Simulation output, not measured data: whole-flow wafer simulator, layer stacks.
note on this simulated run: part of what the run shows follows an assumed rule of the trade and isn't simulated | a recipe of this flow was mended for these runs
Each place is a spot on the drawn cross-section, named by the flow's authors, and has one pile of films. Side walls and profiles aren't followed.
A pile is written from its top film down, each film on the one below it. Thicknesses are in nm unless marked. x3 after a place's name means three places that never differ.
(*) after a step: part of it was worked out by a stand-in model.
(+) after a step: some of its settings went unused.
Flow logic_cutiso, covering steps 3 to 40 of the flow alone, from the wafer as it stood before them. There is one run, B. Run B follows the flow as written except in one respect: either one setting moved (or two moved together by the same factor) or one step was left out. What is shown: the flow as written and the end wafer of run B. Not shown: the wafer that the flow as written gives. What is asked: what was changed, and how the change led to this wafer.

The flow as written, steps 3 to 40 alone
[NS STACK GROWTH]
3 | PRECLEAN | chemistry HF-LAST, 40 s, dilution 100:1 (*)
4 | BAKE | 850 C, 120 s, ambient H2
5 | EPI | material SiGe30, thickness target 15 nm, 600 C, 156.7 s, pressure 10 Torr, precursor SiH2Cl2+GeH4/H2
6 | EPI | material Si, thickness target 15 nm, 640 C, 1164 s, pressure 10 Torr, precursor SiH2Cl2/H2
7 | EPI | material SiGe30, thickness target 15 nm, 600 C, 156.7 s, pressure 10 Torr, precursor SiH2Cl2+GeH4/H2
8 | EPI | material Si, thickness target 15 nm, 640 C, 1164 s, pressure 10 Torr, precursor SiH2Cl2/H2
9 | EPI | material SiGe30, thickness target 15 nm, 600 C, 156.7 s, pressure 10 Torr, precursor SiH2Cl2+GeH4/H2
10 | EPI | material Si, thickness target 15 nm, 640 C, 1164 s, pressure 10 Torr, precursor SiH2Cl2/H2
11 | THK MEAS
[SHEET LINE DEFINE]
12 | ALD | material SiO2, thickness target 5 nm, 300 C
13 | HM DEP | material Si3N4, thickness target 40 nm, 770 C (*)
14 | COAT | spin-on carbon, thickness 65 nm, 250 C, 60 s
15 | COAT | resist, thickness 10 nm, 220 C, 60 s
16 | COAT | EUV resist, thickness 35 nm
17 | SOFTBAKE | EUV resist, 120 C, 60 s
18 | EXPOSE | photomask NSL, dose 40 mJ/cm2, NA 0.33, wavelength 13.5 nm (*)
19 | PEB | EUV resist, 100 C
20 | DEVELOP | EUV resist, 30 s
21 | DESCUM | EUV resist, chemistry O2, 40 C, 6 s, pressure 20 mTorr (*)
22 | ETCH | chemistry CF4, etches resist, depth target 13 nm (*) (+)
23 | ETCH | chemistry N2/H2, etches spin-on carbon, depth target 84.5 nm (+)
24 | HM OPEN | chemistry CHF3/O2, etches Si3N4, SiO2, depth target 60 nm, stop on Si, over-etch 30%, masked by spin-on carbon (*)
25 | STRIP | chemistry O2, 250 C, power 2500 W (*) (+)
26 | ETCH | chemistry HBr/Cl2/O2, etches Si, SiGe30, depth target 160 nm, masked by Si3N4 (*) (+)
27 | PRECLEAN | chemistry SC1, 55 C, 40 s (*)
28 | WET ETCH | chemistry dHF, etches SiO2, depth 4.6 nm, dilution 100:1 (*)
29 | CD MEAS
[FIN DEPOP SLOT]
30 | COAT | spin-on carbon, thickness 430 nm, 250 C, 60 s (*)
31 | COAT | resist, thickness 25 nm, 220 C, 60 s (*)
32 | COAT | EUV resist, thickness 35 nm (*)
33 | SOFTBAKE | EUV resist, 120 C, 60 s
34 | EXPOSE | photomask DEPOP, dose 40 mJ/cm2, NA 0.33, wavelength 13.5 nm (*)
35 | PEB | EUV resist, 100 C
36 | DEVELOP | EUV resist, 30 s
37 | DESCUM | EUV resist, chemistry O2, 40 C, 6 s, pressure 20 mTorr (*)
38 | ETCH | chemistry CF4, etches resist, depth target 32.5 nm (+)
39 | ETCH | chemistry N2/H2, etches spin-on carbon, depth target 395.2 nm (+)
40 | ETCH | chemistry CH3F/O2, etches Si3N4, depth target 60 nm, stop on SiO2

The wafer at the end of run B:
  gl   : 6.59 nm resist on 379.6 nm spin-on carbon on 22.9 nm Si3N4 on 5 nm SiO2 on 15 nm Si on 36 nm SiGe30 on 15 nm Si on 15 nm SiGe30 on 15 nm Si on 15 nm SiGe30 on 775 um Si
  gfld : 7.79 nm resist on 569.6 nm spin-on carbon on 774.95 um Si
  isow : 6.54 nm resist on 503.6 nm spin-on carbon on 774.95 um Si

The reason: step 9, EPI: thickness target 36 nm was run, whereas the flow has thickness target 15 nm; step 9, EPI: 376.1 s was run, where the flow has 156.7 s.
The wafer lets one read it off: gl has SiGe30 36, and step 9 as written asks for 15 nm.

Step by step, how the change led to this:
  9 | EPI | material SiGe30, thickness target 15 nm, 600 C, 156.7 s, pressure 10 Torr, precursor SiH2Cl2+GeH4/H2
      depop, dpovl, gfld and 19 more: SiGe30 gains 36 (new film) (it would be, as written: SiGe30 gains 15 (new film))
  26 | ETCH | chemistry HBr/Cl2/O2, etches Si, SiGe30, depth target 160 nm, masked by Si3N4 (*) (+)
      dpovl, gfld, gxf, iso, isow, lnri, nsgap: chemical SiO2 loses 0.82 (all of it), Si loses 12 (all of it), SiGe30 loses 36 (all of it), Si loses 15 (all of it), SiGe30 loses 15 (all of it), Si loses 15 (all of it), SiGe30 loses 15 (all of it), Si loses 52 (it would be, as written: chemical SiO2 loses 0.82 (all of it), Si loses 12 (all of it), SiGe30 loses 15 (all of it), Si loses 15 (all of it), SiGe30 loses 15 (all of it), Si loses 15 (all of it), SiGe30 loses 15 (all of it), Si loses 73)
